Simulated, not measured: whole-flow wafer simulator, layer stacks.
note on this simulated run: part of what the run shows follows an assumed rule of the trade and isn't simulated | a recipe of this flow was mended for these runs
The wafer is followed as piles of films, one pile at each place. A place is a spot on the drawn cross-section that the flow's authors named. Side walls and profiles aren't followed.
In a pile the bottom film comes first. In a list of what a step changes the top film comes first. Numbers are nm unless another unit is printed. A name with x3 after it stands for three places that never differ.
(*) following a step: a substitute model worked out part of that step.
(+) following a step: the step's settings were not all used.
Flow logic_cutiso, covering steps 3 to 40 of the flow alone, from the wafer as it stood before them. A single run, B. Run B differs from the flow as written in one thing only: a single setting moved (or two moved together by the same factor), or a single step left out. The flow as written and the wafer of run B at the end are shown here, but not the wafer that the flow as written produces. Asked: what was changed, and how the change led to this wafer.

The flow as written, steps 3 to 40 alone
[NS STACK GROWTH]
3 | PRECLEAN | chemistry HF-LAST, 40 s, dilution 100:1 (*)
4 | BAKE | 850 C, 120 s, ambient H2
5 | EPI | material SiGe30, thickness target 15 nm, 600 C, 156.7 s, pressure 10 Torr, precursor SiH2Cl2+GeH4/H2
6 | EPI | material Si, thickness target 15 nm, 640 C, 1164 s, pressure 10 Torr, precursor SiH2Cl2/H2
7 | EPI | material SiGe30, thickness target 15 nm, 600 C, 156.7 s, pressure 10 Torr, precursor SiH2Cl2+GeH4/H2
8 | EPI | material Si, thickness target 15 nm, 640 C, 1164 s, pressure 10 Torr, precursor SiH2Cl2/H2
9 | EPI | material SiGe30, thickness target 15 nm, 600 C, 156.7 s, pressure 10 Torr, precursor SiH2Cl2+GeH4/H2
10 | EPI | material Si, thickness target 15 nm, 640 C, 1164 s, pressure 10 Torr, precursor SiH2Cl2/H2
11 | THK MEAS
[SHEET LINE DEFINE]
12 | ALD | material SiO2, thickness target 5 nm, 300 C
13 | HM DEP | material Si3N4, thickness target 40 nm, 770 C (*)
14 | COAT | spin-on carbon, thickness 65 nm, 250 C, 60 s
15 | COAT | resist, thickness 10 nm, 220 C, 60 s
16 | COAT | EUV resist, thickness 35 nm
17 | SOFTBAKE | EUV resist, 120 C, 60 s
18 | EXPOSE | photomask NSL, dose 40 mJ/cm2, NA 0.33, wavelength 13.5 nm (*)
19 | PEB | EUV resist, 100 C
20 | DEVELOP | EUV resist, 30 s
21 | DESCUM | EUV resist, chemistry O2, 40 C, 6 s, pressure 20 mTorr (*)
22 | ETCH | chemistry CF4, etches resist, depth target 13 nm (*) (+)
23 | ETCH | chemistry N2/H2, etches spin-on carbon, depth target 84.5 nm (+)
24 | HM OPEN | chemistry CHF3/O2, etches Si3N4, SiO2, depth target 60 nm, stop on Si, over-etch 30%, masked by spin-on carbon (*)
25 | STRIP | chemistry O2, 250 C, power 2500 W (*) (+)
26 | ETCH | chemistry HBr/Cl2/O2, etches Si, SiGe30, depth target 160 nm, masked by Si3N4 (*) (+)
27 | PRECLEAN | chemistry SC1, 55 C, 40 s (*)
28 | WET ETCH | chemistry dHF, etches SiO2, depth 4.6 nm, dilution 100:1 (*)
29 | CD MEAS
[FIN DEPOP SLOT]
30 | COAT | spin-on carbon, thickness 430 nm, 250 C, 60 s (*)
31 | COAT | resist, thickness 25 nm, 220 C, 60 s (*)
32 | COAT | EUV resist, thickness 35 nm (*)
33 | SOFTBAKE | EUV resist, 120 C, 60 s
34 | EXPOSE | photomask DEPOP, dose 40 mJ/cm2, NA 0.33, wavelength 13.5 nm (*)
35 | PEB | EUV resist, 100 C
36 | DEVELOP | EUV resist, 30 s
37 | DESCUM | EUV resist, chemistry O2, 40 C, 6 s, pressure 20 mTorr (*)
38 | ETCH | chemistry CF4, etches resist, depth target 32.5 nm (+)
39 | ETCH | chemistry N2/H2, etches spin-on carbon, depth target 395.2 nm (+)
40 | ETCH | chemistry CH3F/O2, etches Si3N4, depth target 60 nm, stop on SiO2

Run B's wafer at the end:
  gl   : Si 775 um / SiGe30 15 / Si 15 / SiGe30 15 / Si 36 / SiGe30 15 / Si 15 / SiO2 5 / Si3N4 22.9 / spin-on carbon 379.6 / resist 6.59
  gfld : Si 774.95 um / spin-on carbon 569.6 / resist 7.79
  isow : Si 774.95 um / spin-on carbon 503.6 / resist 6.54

What caused this: step 8, EPI: thickness target 36 nm was run, though the flow has thickness target 15 nm; step 8, EPI: 2795 s was run, where the flow has 1164 s.
The wafer itself shows it: gl has Si 36, and step 8 as written asks for 15 nm.

Step by step, how the change led to this:
  8 | EPI | material Si, thickness target 15 nm, 640 C, 1164 s, pressure 10 Torr, precursor SiH2Cl2/H2
      depop, dpovl, gfld and 19 more: +36 Si (new film) (in the flow as written it would be: +15 Si (new film))
  26 | ETCH | chemistry HBr/Cl2/O2, etches Si, SiGe30, depth target 160 nm, masked by Si3N4 (*) (+)
      dpovl, gfld, gxf, iso, isow, lnri, nsgap: -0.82 chemical SiO2 (all of it), -12 Si (all of it), -15 SiGe30 (all of it), -36 Si (all of it), -15 SiGe30 (all of it), -15 Si (all of it), -15 SiGe30 (all of it), -52 Si (in the flow as written it would be: -0.82 chemical SiO2 (all of it), -12 Si (all of it), -15 SiGe30 (all of it), -15 Si (all of it), -15 SiGe30 (all of it), -15 Si (all of it), -15 SiGe30 (all of it), -73 Si)
